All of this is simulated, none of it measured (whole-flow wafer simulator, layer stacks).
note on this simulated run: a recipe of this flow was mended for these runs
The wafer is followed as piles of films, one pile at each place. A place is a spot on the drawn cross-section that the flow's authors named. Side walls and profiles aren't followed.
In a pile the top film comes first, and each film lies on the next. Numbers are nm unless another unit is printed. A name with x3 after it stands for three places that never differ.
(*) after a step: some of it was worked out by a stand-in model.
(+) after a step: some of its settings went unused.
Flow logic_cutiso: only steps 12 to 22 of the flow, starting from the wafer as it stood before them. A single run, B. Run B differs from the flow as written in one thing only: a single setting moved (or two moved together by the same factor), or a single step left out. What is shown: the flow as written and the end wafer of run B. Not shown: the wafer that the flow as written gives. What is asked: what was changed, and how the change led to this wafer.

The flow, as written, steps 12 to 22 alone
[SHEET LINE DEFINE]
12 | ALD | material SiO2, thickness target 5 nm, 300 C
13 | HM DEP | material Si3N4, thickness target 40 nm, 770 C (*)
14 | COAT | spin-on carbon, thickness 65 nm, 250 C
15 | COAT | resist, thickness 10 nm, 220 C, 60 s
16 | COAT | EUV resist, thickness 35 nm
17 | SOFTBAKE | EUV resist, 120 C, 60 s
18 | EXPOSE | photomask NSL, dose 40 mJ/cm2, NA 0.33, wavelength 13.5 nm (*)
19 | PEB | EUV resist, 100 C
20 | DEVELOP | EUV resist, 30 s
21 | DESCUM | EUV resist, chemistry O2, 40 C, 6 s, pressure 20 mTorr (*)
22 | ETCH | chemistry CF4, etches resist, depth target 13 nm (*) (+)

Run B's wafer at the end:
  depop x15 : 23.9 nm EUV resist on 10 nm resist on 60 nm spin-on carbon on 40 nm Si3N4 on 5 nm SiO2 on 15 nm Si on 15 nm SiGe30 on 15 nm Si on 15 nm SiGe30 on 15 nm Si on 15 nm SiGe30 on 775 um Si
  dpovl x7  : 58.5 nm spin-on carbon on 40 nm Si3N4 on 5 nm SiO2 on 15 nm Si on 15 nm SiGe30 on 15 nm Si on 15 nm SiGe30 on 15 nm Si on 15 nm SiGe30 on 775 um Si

The reason: step 14, COAT: thickness 60 nm was run, though the flow has thickness 65 nm.
One can read it off the wafer: depop x15 has spin-on carbon 60, and step 14 as written asks for 65 nm.

How this came from the change, step by step:
  14 | COAT | spin-on carbon, thickness 65 nm, 250 C
      depop x15, dpovl x7: +60 spin-on carbon (new film) (in the flow as written it would be: +65 spin-on carbon (new film))
